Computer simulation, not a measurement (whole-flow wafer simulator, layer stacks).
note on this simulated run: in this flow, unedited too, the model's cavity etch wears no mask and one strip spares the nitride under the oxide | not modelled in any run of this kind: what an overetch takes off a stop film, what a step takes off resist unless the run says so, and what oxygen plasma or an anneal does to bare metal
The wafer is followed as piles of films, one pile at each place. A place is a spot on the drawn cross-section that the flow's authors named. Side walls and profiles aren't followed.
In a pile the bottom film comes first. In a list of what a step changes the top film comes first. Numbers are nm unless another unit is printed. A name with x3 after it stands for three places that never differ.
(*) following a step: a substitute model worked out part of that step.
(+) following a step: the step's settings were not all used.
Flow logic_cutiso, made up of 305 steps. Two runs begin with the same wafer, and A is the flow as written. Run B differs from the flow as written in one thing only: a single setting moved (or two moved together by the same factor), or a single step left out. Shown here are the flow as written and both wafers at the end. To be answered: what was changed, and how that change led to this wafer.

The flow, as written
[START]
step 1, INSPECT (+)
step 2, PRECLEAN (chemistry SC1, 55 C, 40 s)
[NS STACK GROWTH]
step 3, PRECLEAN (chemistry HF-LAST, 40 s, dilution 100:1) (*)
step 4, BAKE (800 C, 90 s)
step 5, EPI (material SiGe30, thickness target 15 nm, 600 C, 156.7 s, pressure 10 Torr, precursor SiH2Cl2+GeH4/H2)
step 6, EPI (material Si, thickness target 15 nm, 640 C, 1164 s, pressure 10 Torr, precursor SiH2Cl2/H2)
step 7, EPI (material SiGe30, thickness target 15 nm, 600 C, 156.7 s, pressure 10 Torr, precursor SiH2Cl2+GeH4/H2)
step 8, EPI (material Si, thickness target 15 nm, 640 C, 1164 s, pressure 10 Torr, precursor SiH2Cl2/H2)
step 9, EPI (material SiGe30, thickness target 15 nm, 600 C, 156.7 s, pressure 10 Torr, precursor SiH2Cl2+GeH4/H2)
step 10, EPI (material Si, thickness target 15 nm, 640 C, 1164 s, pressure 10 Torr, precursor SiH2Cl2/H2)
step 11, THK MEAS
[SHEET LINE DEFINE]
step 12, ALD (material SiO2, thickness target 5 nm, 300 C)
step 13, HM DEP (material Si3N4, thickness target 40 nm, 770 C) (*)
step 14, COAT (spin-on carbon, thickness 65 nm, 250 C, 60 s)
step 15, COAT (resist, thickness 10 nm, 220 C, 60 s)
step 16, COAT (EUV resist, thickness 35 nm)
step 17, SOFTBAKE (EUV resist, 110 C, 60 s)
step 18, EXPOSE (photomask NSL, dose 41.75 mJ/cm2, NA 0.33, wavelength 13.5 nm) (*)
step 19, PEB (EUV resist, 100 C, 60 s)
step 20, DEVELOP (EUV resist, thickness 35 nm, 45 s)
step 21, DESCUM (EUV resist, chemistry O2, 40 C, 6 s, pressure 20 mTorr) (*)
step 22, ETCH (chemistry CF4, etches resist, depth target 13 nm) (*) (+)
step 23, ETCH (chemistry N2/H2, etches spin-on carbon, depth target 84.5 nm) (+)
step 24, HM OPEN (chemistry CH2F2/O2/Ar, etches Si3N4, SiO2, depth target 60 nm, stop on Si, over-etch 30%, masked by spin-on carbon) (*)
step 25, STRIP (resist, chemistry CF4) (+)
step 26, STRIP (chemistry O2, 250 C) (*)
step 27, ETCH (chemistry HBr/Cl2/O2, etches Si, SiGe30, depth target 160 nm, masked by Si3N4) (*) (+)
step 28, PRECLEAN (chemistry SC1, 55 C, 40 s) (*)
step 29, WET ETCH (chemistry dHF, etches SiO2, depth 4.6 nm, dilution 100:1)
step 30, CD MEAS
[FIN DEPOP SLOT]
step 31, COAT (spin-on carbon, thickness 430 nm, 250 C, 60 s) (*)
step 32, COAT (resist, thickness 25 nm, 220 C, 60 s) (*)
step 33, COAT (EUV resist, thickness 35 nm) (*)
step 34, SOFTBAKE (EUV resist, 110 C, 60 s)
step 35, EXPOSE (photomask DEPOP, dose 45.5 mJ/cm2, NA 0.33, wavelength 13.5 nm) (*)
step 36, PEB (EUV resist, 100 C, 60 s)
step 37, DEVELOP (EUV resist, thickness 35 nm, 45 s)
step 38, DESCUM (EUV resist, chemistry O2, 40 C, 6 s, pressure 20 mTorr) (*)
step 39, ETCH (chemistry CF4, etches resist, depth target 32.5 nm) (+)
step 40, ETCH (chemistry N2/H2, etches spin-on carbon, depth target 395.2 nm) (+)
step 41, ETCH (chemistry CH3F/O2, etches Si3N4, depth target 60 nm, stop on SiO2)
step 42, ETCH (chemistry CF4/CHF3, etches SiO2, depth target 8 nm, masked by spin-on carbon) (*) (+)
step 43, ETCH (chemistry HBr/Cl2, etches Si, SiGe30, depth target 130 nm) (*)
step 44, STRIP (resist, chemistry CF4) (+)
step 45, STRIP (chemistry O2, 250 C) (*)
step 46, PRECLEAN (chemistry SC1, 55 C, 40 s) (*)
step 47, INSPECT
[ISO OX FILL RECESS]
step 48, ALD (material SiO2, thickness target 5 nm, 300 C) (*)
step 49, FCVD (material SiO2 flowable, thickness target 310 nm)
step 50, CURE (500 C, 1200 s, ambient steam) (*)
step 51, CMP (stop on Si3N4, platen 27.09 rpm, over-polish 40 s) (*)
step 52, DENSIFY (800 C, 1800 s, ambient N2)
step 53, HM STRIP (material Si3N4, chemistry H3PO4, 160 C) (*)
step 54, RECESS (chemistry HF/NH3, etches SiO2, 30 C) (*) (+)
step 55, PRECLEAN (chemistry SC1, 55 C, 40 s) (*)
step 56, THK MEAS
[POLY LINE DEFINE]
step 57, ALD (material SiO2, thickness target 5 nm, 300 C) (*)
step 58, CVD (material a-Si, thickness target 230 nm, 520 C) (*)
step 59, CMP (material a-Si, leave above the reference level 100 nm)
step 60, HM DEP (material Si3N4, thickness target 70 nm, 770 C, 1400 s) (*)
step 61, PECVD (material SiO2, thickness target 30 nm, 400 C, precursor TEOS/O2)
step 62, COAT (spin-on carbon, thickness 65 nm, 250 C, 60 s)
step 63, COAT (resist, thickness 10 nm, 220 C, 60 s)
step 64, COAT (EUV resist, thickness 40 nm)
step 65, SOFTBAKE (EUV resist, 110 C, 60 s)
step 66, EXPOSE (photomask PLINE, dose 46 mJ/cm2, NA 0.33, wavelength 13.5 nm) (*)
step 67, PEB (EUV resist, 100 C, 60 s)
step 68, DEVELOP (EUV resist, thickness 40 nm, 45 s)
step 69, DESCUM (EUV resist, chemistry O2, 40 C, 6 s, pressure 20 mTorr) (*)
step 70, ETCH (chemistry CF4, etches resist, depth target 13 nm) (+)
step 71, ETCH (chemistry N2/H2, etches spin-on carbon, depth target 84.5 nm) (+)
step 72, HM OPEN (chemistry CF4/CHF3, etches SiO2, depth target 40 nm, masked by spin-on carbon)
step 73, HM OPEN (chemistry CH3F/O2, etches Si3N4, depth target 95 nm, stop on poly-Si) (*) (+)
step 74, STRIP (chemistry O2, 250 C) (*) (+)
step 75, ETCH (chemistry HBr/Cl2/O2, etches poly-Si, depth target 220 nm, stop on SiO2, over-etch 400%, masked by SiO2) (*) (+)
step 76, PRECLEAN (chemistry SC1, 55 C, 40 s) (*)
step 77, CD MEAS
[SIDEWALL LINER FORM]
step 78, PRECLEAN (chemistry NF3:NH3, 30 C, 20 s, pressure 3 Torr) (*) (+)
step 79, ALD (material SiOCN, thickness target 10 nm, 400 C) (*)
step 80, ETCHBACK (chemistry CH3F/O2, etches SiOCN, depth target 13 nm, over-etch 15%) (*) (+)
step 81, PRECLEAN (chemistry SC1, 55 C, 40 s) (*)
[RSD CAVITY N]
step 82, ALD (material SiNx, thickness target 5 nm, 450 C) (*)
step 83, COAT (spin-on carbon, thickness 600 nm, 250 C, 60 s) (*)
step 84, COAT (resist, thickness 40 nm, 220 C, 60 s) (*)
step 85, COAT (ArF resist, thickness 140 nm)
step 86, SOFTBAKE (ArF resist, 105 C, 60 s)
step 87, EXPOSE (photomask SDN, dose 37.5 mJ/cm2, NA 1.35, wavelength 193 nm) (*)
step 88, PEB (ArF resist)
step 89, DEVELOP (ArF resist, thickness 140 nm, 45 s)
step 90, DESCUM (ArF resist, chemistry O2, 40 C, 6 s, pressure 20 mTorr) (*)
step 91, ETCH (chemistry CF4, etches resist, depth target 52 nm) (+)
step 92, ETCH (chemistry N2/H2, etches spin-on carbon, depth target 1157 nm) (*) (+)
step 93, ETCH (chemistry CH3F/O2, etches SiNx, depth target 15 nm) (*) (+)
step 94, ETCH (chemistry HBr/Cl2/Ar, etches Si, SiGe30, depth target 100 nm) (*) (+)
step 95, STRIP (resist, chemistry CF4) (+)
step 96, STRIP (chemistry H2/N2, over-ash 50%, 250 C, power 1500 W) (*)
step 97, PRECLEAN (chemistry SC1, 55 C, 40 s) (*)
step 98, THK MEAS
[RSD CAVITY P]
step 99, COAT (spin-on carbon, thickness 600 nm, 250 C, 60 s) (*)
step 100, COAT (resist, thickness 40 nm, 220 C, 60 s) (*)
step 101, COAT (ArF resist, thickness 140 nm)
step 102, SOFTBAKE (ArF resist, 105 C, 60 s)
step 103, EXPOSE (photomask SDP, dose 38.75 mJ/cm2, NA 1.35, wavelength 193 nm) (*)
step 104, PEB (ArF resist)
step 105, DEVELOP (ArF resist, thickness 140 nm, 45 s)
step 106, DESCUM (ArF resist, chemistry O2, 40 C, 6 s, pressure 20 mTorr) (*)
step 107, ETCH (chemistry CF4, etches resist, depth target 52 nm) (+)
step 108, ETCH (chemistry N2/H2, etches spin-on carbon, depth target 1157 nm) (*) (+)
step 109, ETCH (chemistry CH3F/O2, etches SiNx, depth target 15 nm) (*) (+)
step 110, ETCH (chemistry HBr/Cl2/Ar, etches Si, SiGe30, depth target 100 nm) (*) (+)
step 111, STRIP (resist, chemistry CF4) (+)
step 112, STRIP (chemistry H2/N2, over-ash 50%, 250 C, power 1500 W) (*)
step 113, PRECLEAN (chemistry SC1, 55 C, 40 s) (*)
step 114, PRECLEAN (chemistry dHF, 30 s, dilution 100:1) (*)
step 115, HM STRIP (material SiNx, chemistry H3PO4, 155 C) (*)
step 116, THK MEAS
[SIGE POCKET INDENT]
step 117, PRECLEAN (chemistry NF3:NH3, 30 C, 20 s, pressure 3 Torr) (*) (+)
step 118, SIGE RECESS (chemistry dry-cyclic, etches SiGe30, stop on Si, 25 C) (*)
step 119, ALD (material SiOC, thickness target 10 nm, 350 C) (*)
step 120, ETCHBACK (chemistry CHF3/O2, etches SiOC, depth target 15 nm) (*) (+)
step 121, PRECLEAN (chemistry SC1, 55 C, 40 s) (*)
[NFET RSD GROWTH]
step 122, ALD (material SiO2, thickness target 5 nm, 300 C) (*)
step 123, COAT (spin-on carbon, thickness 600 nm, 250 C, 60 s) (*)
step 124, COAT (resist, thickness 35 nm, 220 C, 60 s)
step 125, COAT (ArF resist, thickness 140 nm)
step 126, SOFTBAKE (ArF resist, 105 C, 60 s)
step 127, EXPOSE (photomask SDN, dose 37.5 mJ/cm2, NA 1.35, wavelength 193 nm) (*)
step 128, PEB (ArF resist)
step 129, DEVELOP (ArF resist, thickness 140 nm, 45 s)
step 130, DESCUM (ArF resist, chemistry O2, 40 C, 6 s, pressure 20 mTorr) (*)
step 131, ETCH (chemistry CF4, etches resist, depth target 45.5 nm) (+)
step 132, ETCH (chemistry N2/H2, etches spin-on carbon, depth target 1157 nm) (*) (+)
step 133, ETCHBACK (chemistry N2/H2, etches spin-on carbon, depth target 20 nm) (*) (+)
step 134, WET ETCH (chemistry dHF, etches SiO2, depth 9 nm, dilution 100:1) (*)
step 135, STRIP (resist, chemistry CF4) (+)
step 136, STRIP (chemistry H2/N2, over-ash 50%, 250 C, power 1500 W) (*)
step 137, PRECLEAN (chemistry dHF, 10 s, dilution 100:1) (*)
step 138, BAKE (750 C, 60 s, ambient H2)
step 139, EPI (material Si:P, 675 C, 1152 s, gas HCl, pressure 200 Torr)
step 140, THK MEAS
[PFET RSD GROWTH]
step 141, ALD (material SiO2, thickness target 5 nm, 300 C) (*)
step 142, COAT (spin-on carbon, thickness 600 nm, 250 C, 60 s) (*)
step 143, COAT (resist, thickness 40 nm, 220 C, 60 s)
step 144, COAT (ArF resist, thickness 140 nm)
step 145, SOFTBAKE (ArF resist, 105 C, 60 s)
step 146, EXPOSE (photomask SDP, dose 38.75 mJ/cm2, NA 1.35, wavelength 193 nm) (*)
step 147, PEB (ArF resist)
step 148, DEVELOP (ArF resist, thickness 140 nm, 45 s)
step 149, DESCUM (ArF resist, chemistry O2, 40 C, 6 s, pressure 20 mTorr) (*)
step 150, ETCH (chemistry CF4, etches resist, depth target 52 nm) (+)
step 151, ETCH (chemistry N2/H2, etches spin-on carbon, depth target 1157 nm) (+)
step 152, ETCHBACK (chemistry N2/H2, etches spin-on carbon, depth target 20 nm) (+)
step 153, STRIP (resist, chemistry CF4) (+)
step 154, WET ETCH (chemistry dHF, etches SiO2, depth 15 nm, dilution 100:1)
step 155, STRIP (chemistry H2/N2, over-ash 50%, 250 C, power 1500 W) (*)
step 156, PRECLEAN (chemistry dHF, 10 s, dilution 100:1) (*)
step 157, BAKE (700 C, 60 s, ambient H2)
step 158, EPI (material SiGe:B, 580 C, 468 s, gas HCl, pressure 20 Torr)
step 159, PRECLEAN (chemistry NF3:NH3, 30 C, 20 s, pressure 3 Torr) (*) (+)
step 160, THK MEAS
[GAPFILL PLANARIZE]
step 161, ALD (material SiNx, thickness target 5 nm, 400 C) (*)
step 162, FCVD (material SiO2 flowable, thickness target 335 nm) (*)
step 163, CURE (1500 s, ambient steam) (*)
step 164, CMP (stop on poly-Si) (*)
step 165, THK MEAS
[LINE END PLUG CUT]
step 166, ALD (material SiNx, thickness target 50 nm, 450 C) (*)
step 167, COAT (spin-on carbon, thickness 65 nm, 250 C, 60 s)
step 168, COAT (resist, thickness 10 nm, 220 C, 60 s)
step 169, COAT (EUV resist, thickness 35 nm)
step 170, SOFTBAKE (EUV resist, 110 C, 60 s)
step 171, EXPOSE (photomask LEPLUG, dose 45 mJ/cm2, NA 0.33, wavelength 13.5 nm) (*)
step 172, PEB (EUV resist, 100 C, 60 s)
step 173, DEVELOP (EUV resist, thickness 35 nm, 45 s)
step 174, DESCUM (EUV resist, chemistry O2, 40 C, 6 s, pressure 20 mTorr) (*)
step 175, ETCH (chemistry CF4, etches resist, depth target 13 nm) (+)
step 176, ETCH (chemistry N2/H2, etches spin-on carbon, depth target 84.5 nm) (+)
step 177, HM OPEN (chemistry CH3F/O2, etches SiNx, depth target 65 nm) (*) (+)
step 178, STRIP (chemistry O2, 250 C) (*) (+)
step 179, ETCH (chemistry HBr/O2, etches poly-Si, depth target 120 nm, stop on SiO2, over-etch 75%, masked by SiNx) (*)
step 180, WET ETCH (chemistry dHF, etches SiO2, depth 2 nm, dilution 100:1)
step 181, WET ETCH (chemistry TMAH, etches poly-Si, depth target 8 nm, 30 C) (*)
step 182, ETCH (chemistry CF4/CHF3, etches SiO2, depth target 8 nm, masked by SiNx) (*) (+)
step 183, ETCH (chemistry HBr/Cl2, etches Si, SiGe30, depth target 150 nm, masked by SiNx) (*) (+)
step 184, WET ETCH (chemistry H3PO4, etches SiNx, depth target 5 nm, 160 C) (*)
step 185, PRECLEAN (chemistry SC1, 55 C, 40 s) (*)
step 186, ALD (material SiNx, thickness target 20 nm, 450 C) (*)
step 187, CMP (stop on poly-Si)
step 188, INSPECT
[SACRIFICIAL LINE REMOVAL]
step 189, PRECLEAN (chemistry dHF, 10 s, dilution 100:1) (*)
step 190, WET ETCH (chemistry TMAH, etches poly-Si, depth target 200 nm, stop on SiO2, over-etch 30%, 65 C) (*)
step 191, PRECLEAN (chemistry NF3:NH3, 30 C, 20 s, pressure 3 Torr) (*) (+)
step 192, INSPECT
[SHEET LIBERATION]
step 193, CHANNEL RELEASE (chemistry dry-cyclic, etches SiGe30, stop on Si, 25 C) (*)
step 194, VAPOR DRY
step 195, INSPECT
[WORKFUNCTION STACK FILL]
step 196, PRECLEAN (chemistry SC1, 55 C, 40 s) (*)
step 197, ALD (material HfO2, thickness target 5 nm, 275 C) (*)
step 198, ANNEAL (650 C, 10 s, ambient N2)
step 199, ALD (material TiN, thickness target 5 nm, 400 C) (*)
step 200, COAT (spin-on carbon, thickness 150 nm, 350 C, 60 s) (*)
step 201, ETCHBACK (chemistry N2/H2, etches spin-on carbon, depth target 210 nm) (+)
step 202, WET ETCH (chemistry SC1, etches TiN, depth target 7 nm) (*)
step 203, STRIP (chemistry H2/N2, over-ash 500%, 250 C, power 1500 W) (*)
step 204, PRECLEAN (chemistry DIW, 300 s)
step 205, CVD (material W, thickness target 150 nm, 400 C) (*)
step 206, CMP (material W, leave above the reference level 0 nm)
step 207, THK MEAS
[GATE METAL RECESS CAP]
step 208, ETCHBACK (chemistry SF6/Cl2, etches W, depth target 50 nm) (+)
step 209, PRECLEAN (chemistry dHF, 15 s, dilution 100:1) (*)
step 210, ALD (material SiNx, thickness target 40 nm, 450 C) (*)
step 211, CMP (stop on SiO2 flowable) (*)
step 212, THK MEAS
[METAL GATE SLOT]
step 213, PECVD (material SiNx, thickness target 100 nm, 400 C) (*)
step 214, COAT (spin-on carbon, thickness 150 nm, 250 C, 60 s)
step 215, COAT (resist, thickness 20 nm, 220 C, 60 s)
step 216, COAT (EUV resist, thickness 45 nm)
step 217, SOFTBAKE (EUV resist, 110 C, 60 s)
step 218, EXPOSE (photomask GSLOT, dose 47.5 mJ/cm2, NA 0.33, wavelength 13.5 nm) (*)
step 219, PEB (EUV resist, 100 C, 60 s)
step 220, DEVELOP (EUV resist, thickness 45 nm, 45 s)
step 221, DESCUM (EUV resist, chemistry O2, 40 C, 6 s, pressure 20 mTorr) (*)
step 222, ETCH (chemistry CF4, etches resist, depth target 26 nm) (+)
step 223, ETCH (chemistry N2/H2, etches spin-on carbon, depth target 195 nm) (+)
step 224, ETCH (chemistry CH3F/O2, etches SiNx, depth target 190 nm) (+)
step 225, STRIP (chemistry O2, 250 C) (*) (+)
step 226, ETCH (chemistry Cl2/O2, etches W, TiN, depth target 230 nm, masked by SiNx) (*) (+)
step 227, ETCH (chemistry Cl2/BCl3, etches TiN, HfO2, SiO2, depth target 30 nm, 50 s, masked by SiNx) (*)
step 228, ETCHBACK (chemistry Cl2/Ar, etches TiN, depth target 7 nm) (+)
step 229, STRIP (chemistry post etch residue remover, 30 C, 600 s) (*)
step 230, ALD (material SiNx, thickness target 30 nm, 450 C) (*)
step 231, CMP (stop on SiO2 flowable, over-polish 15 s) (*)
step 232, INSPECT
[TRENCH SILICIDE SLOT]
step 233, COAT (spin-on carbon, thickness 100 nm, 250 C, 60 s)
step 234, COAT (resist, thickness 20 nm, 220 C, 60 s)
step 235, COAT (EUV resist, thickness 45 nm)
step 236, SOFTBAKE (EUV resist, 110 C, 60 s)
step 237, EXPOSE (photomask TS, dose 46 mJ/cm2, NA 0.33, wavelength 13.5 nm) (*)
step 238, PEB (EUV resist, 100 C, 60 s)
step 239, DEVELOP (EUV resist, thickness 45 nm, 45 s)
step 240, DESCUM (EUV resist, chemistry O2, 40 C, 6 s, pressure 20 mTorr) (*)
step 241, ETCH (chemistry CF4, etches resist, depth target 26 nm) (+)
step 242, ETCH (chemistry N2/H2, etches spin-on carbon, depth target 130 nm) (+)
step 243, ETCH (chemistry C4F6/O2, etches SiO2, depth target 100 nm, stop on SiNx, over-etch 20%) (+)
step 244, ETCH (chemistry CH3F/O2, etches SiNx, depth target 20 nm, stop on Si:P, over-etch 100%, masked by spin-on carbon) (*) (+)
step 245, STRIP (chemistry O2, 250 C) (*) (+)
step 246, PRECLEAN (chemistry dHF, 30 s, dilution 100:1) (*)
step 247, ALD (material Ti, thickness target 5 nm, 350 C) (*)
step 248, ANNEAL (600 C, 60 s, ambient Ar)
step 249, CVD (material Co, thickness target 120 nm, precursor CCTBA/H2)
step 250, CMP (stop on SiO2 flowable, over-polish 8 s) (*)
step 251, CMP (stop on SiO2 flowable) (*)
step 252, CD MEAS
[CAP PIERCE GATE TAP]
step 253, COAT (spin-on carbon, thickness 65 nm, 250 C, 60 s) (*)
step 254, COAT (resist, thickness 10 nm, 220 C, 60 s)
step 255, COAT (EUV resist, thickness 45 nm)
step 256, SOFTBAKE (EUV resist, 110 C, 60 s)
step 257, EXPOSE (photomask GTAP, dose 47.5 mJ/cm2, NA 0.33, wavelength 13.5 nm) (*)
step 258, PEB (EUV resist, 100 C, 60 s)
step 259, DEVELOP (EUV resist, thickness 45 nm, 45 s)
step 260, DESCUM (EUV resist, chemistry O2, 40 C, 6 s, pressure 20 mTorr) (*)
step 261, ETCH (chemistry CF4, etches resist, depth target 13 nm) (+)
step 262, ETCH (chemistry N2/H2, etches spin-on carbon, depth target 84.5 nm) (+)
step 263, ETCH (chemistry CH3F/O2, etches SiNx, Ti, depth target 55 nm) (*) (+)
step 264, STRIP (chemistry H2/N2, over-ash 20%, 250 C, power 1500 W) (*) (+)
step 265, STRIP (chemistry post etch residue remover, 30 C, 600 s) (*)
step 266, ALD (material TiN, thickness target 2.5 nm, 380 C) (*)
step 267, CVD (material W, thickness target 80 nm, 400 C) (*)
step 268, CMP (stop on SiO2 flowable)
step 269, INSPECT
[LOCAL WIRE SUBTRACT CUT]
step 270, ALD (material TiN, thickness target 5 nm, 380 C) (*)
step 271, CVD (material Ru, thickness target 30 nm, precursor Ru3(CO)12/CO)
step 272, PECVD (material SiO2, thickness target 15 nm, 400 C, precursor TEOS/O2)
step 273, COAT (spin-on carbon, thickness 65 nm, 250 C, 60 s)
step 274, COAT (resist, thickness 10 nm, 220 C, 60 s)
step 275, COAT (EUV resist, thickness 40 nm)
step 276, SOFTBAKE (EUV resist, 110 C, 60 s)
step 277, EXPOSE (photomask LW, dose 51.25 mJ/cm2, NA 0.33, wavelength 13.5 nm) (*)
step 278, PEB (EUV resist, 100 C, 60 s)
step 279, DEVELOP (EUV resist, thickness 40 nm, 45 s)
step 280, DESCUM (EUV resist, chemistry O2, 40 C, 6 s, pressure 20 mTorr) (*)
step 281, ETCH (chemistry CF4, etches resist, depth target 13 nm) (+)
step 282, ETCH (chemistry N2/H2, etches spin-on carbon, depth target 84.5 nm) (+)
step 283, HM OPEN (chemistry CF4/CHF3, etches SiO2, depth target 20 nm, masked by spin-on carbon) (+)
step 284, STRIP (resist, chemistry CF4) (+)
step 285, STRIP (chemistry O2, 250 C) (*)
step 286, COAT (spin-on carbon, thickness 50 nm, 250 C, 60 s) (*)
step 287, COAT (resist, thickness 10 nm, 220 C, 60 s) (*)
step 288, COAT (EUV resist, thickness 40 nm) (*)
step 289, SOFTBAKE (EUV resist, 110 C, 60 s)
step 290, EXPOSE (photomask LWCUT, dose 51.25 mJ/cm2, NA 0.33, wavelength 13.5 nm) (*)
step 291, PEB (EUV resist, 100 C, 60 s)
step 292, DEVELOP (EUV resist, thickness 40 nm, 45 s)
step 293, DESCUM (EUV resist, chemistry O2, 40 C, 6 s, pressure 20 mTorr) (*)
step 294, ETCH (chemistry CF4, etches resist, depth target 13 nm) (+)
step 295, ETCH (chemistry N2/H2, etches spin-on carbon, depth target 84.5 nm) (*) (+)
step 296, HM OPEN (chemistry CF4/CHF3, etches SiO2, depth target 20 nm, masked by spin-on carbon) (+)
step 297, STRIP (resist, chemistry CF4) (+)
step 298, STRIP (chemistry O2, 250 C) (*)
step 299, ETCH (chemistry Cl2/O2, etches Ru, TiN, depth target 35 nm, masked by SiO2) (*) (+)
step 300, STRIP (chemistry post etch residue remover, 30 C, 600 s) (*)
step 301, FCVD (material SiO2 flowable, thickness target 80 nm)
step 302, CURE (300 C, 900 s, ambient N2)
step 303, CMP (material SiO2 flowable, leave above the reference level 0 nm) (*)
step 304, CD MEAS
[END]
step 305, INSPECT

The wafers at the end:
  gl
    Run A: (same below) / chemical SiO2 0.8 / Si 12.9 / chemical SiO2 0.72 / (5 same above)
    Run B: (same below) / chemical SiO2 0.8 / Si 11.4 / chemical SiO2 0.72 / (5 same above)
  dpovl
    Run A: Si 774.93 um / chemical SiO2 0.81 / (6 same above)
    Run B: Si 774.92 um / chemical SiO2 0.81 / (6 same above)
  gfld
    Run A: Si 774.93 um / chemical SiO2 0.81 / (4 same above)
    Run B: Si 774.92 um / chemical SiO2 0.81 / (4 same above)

The reason: step 10, EPI: thickness target 13.5 nm was run, whereas the flow has thickness target 15 nm; step 10, EPI: 1048 s was run, where the flow has 1164 s.

How this came from the change, step by step:
  step 10, EPI (material Si, thickness target 15 nm, 640 C, 1164 s, pressure 10 Torr, precursor SiH2Cl2/H2)
      depop, dpovl, gfld and 19 more: A +15 Si (new film) | B +13.5 Si (new film)
  step 27, ETCH (chemistry HBr/Cl2/O2, etches Si, SiGe30, depth target 160 nm, masked by Si3N4) (*) (+)
      gfld, gxf, iso, lnri: A -0.79 chemical SiO2 (all of it), -11.4 Si (all of it), -15 SiGe30 (all of it), -15 Si (all of it), -15 SiGe30 (all of it), -15 Si (all of it), -15 SiGe30 (all of it), -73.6 Si | B -0.79 chemical SiO2 (all of it), -9.85 Si (all of it), -15 SiGe30 (all of it), -15 Si (all of it), -15 SiGe30 (all of it), -15 Si (all of it), -15 SiGe30 (all of it), -75.1 Si
      dpovl, nsgap: A -0.79 chemical SiO2 (all of it), -11.8 Si (all of it), -15 SiGe30 (all of it), -15 Si (all of it), -15 SiGe30 (all of it), -15 Si (all of it), -15 SiGe30 (all of it), -73.2 Si | B -0.79 chemical SiO2 (all of it), -10.3 Si (all of it), -15 SiGe30 (all of it), -15 Si (all of it), -15 SiGe30 (all of it), -15 Si (all of it), -15 SiGe30 (all of it), -74.7 Si
      (also at 1 further place)
  step 43, ETCH (chemistry HBr/Cl2, etches Si, SiGe30, depth target 130 nm) (*)
      depop: A -14 Si (all of it), -15 SiGe30 (all of it), -15 Si (all of it), -15 SiGe30 (all of it), -15 Si (all of it), -15 SiGe30 (all of it), -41 Si | B -12.5 Si (all of it), -15 SiGe30 (all of it), -15 Si (all of it), -15 SiGe30 (all of it), -15 Si (all of it), -15 SiGe30 (all of it), -42.5 Si
  step 94, ETCH (chemistry HBr/Cl2/Ar, etches Si, SiGe30, depth target 100 nm) (*) (+)
      rsdn, rsdx: A -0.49 chemical SiO2 (all of it), -12.8 Si (all of it), -15 SiGe30 (all of it), -15 Si (all of it), -15 SiGe30 (all of it), -15 Si (all of it), -15 SiGe30 (all of it), -12.2 Si | B -0.49 chemical SiO2 (all of it), -11.3 Si (all of it), -15 SiGe30 (all of it), -15 Si (all of it), -15 SiGe30 (all of it), -15 Si (all of it), -15 SiGe30 (all of it), -13.7 Si
  step 110, ETCH (chemistry HBr/Cl2/Ar, etches Si, SiGe30, depth target 100 nm) (*) (+)
      rsdp, rsdw: A -0.49 chemical SiO2 (all of it), -12.8 Si (all of it), -15 SiGe30 (all of it), -15 Si (all of it), -15 SiGe30 (all of it), -15 Si (all of it), -15 SiGe30 (all of it), -12.2 Si | B -0.49 chemical SiO2 (all of it), -11.3 Si (all of it), -15 SiGe30 (all of it), -15 Si (all of it), -15 SiGe30 (all of it), -15 Si (all of it), -15 SiGe30 (all of it), -13.7 Si
  step 183, ETCH (chemistry HBr/Cl2, etches Si, SiGe30, depth target 150 nm, masked by SiNx) (*) (+)
      plug: A -13.6 Si (all of it), -15 SiGe30 (all of it), -15 Si (all of it), -15 SiGe30 (all of it), -15 Si (all of it), -15 SiGe30 (all of it), -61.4 Si | B -12.1 Si (all of it), -15 SiGe30 (all of it), -15 Si (all of it), -15 SiGe30 (all of it), -15 Si (all of it), -15 SiGe30 (all of it), -62.9 Si
